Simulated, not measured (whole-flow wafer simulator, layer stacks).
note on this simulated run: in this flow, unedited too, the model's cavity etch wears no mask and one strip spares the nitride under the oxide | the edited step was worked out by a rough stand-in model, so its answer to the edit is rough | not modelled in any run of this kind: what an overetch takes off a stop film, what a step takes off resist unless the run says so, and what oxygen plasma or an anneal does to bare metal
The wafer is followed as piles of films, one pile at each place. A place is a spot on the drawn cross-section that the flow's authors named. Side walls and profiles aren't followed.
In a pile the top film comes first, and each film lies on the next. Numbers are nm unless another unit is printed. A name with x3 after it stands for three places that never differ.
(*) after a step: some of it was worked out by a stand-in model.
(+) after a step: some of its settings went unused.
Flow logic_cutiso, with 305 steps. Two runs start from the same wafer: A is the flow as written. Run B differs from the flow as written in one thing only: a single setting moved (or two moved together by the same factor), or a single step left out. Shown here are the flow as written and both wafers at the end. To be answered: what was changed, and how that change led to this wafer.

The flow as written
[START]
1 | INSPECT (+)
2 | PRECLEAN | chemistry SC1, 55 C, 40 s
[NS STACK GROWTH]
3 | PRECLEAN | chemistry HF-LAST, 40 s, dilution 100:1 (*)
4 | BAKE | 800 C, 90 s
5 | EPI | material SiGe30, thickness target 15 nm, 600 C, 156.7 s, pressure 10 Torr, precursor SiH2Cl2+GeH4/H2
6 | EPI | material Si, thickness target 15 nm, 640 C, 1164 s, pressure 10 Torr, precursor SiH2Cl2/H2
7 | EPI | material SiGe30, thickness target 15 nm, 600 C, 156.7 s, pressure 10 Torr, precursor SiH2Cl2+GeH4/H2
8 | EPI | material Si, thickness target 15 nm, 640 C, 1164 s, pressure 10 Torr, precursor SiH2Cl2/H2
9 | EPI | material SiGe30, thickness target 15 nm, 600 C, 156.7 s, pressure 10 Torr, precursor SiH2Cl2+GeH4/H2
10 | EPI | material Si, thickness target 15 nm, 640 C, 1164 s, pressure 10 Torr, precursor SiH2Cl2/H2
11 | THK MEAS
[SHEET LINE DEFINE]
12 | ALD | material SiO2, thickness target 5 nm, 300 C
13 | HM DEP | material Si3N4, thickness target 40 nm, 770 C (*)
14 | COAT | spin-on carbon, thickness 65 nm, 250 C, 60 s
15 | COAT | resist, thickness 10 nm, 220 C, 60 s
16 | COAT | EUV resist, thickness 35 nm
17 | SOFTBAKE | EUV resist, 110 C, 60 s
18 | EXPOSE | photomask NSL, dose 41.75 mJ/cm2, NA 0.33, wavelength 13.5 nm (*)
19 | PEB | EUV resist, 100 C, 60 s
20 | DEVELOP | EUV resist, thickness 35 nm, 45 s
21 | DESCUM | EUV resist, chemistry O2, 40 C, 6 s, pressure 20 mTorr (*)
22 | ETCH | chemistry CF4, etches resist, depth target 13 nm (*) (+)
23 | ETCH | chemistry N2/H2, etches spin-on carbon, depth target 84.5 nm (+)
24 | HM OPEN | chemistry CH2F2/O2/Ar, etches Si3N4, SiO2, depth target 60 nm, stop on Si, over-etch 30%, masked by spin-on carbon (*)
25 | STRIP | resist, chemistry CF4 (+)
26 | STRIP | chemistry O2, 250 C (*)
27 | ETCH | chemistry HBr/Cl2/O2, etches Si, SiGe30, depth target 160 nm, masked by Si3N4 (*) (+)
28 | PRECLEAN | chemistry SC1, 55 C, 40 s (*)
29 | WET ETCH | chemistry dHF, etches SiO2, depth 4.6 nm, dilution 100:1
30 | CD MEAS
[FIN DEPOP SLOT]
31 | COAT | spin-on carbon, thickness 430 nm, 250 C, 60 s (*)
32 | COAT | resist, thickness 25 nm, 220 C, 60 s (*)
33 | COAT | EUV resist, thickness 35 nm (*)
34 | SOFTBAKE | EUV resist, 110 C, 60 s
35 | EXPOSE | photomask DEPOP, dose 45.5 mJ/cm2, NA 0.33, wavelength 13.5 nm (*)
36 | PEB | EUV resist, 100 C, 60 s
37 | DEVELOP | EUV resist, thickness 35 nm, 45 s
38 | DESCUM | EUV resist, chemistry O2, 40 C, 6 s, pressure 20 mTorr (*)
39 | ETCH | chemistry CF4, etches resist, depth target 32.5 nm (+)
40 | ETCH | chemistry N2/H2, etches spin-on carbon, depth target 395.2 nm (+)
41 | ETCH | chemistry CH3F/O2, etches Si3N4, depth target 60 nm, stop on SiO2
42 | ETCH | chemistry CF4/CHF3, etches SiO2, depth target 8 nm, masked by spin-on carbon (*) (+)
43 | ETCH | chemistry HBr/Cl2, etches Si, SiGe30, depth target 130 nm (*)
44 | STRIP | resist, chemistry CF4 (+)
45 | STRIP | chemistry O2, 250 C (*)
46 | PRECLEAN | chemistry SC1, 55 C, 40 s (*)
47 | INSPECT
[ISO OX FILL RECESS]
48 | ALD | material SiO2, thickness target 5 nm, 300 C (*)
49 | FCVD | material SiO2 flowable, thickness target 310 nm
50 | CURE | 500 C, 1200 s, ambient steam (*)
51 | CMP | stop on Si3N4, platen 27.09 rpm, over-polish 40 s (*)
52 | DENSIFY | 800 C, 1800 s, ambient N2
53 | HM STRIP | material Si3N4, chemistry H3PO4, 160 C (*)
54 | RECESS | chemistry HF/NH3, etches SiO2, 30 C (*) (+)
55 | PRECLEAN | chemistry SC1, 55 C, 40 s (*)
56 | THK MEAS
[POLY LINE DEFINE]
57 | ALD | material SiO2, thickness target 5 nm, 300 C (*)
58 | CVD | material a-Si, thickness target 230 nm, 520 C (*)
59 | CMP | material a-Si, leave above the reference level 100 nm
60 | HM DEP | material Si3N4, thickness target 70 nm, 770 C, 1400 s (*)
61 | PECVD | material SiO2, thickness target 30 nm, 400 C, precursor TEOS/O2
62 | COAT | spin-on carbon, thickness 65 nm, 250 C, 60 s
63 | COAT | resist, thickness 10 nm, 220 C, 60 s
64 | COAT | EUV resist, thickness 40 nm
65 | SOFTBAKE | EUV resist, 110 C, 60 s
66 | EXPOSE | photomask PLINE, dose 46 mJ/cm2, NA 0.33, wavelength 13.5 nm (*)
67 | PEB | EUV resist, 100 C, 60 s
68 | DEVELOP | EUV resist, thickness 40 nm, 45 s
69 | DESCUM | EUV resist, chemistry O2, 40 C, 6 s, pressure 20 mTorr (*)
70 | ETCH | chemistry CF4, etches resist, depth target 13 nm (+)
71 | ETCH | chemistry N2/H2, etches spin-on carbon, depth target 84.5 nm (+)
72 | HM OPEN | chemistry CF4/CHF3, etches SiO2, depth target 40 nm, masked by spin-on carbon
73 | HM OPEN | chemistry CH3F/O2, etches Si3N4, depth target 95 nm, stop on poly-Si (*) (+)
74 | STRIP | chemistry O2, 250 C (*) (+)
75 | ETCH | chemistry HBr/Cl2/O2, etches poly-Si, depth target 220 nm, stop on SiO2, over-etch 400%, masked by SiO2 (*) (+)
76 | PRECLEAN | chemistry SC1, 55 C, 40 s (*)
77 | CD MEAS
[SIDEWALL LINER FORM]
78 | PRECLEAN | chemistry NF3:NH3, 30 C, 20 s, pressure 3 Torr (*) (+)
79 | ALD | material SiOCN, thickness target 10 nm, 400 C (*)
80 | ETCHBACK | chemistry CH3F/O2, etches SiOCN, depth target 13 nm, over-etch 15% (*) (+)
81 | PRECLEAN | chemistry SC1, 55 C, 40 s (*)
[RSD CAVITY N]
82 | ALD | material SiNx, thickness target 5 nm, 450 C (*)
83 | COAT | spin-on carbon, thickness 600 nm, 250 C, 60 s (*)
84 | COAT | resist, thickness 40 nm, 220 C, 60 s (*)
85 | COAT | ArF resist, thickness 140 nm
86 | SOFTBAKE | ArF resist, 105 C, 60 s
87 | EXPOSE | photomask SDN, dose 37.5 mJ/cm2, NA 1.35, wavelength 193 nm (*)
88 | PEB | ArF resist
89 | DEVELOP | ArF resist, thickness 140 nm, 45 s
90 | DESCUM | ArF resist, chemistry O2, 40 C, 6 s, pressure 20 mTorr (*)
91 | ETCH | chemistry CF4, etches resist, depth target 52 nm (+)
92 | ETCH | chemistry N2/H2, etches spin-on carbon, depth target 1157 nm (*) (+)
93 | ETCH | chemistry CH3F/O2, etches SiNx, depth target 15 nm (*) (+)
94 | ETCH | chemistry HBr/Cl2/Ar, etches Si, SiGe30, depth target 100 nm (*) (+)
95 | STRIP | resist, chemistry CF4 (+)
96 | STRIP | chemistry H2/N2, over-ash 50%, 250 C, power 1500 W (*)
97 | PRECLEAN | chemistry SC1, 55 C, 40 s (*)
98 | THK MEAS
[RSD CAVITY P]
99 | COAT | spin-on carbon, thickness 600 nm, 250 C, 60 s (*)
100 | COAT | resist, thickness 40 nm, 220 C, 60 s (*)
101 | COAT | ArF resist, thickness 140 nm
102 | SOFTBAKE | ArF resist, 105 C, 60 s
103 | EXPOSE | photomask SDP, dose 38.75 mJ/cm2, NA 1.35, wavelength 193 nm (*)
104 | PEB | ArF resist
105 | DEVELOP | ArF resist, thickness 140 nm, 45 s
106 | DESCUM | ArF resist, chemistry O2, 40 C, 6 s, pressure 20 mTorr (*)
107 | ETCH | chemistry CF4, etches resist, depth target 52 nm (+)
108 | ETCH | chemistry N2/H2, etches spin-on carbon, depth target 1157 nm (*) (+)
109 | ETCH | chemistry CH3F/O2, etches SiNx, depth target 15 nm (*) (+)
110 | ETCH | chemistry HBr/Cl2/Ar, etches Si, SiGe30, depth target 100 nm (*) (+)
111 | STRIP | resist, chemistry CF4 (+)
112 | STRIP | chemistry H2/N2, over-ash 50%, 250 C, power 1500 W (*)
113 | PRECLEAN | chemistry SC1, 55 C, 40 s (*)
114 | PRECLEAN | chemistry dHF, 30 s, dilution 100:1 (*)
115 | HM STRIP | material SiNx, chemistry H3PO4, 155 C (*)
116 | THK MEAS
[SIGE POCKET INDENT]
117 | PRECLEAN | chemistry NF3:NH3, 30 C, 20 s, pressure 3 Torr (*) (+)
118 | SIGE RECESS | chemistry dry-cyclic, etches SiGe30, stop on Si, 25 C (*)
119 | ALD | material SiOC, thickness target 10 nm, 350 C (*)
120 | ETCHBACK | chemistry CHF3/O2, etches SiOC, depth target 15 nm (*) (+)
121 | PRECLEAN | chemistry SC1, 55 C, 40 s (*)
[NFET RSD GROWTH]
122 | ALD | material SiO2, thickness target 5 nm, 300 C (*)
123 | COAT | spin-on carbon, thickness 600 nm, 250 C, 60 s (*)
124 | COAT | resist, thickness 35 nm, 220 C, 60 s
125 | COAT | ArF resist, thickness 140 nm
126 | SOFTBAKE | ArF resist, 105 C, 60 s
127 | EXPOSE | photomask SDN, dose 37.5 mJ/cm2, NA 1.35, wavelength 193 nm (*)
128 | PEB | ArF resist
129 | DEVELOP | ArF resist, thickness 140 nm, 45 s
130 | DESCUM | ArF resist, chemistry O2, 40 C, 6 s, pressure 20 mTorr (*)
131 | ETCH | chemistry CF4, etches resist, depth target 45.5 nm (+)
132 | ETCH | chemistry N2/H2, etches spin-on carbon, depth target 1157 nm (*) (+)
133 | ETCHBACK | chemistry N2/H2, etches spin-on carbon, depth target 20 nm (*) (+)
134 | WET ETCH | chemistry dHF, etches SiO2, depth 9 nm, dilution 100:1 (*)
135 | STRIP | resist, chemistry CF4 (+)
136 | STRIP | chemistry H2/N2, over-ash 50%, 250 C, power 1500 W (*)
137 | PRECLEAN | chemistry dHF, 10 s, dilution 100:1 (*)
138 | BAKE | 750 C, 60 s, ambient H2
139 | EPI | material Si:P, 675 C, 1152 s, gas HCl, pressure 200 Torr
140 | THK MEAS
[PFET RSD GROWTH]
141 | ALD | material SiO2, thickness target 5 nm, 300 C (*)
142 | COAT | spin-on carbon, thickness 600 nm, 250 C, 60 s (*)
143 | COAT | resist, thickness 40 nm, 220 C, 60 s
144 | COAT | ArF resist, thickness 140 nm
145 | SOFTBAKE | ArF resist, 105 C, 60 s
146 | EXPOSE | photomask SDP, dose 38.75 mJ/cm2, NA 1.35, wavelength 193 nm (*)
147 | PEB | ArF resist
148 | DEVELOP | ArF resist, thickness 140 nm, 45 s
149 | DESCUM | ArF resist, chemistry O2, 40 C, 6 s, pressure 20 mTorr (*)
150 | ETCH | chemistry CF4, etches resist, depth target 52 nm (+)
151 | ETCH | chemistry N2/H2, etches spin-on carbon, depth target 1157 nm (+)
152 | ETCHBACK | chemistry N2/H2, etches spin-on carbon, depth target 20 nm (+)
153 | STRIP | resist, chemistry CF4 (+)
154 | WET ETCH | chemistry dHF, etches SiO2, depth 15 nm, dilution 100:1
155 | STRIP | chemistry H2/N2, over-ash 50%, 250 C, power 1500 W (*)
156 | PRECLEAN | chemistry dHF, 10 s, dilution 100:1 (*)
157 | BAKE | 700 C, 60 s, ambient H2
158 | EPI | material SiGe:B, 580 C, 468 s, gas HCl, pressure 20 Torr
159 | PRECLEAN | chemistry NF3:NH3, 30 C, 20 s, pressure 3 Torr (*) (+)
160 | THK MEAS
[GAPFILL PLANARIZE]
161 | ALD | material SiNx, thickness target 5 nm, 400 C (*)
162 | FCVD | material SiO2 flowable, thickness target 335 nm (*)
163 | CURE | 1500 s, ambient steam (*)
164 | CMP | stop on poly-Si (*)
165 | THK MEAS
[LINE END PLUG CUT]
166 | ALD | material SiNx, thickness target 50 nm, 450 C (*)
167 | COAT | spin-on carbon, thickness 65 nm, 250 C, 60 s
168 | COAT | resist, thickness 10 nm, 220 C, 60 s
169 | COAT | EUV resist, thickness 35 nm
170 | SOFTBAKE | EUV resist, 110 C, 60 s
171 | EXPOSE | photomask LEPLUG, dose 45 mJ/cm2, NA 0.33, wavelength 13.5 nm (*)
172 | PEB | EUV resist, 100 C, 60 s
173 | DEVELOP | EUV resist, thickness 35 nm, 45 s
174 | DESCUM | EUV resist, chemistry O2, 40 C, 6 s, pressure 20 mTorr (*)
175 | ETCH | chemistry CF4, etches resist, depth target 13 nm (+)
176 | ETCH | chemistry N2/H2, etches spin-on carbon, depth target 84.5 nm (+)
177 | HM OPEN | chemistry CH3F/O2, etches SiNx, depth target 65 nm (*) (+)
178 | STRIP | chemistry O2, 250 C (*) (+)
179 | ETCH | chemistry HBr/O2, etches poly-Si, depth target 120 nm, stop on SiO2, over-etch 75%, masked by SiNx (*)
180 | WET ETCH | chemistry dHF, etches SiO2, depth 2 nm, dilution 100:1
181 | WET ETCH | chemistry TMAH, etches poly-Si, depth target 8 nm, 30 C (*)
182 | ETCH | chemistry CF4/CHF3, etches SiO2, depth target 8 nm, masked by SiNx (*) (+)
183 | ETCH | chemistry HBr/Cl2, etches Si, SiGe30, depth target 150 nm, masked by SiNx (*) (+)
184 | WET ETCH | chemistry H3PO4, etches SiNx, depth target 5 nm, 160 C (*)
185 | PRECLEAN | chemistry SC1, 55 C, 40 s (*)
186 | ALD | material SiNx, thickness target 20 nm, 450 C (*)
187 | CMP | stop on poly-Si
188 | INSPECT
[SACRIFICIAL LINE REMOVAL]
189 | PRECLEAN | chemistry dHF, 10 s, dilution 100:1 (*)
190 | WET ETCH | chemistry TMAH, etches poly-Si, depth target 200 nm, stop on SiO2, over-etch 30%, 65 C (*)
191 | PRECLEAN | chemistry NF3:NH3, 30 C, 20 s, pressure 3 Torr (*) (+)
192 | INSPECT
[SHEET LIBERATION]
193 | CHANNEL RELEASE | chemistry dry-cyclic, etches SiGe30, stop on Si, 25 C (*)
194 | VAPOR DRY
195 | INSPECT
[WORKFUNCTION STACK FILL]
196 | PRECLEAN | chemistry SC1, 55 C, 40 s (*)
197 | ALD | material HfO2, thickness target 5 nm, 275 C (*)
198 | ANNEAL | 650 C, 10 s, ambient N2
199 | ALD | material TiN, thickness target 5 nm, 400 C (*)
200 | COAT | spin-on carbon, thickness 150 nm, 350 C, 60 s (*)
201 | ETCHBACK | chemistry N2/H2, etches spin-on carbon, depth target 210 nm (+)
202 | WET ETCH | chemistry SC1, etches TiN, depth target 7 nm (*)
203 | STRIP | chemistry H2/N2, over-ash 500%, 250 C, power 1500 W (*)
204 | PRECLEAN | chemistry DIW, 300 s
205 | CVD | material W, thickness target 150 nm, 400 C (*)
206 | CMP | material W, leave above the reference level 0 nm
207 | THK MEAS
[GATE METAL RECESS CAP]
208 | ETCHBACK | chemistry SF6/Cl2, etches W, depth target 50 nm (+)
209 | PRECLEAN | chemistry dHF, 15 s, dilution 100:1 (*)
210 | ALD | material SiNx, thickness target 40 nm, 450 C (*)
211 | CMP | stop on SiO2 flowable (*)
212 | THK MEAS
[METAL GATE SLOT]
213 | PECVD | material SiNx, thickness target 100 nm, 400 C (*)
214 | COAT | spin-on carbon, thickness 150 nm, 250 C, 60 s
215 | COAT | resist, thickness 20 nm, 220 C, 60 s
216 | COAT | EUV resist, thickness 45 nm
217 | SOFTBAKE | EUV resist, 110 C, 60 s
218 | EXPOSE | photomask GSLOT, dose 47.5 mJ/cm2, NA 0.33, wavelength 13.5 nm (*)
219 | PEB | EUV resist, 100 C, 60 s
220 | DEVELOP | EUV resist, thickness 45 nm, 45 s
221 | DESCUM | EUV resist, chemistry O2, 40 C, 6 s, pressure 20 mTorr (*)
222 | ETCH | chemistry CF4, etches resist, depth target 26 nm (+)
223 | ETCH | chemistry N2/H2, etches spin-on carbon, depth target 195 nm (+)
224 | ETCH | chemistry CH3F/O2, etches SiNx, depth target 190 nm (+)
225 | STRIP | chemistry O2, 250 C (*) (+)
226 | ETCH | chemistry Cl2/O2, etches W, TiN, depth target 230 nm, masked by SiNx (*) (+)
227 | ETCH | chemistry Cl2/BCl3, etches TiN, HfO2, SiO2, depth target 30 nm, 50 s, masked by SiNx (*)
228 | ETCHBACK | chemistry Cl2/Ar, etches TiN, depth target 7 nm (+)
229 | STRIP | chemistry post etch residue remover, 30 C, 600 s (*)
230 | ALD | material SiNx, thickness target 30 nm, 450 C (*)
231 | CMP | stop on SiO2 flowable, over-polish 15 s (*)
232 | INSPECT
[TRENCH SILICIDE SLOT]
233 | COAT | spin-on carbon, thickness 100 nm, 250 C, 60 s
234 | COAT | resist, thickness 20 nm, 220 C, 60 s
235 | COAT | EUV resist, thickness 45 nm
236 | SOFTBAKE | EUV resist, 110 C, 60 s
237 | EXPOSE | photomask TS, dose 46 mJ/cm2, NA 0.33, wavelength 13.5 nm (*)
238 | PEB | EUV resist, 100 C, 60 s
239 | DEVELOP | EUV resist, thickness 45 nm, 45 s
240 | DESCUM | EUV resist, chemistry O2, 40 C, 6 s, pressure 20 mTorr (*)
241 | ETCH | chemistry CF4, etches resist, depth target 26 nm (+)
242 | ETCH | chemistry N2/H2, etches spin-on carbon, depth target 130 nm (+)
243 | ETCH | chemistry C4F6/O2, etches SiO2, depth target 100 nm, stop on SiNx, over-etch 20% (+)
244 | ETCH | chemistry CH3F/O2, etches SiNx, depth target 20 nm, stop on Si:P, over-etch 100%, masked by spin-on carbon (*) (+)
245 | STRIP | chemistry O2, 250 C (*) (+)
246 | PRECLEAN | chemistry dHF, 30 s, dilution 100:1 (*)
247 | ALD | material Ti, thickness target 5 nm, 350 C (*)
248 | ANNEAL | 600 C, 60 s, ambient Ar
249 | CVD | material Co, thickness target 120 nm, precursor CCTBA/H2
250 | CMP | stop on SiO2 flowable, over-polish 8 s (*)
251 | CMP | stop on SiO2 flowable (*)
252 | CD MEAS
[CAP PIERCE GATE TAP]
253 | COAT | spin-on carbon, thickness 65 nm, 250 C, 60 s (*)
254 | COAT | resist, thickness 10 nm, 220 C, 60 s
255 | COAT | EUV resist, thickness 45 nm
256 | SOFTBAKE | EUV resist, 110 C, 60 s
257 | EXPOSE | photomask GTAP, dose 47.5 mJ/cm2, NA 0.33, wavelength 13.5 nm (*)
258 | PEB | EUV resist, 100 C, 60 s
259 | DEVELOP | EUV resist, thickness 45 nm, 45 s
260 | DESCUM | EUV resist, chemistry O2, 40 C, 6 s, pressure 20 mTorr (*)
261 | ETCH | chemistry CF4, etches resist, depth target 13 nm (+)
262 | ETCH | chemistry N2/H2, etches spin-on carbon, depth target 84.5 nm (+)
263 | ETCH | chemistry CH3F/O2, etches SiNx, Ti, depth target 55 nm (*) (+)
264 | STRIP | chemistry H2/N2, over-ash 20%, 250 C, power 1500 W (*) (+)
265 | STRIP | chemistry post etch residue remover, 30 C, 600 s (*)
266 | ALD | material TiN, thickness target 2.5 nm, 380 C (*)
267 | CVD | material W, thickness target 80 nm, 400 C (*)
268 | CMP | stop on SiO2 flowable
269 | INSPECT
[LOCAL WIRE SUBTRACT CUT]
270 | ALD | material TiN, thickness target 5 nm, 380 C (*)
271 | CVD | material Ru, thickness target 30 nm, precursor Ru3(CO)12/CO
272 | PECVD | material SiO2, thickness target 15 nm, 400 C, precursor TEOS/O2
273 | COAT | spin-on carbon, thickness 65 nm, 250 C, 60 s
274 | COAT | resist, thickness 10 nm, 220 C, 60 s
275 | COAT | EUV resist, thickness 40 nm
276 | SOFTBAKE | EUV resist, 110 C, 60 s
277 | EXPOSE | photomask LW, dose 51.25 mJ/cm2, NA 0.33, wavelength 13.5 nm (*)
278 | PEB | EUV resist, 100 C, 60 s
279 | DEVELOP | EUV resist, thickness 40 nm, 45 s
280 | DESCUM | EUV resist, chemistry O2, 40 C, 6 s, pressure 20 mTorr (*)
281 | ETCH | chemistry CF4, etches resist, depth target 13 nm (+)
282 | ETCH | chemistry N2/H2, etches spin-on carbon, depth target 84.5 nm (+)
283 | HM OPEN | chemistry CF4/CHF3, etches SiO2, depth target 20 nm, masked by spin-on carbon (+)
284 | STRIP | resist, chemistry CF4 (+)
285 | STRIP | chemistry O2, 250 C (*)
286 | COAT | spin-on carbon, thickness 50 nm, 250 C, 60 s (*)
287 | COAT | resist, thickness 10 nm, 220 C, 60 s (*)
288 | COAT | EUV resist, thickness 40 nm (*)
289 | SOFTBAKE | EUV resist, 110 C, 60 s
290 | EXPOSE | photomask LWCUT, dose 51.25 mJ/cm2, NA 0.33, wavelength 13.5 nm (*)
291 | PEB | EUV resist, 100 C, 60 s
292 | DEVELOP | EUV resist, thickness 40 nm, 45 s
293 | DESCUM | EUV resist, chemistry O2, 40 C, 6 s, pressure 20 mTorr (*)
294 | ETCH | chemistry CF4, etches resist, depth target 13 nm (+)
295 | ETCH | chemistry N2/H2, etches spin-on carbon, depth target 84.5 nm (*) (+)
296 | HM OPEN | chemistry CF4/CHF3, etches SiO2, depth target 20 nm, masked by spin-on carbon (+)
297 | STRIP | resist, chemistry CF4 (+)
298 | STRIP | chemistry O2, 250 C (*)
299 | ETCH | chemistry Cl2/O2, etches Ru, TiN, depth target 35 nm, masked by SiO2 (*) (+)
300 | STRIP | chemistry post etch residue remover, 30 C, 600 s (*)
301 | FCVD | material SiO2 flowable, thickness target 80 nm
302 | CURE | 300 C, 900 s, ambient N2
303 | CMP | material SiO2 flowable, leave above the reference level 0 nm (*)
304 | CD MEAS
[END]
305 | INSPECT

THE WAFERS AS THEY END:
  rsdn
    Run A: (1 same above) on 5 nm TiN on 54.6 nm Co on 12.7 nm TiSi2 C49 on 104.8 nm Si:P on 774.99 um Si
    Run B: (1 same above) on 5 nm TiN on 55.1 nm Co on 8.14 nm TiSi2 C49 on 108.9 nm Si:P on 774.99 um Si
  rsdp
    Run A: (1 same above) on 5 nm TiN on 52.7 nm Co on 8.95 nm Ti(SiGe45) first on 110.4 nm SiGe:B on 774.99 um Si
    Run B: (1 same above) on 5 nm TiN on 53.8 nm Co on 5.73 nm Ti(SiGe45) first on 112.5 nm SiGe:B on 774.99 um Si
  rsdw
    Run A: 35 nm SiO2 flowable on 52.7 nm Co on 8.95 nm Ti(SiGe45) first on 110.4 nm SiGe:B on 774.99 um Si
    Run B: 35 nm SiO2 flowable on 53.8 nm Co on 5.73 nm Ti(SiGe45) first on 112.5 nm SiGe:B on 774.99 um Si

Cause: step 247, ALD: thickness target 3.2 nm was run, though the flow has thickness target 5 nm.

How this came from the change, step by step:
  247 | ALD | material Ti, thickness target 5 nm, 350 C (*)
      depop, dpovl, gfld and 19 more: A +5 Ti (new film) | B +3.2 Ti (new film)
  248 | ANNEAL | 600 C, 60 s, ambient Ar
      rsdp, rsdw: A +8.95 Ti(SiGe45) first (new film), -5 Ti (all of it), -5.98 SiGe:B | B +5.73 Ti(SiGe45) first (new film), -3.2 Ti (all of it), -3.83 SiGe:B
      rsdn: A +12.7 TiSi2 C49 (new film), -5 Ti (all of it), -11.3 Si:P | B +8.14 TiSi2 C49 (new film), -3.2 Ti (all of it), -7.26 Si:P
  250 | CMP | stop on SiO2 flowable, over-polish 8 s (*)
      rsdx: A -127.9 Co (all of it) | B -126 Co
      gl, glp, gxf, gxn, gxp, tap: A -120.3 Co (all of it), -5 Ti (all of it), -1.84 SiNx | B -120.3 Co (all of it), -3.2 Ti (all of it), -1.84 SiNx
      (as well as at 11 more places)
  251 | CMP | stop on SiO2 flowable (*)
      rsdx: A -5 Ti (all of it) | B -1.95 Co (all of it), -3.2 Ti (all of it)
      iso: A -1.22 Co (all of it), -4.34 Ti | B -3.02 Co (all of it), -2.54 Ti
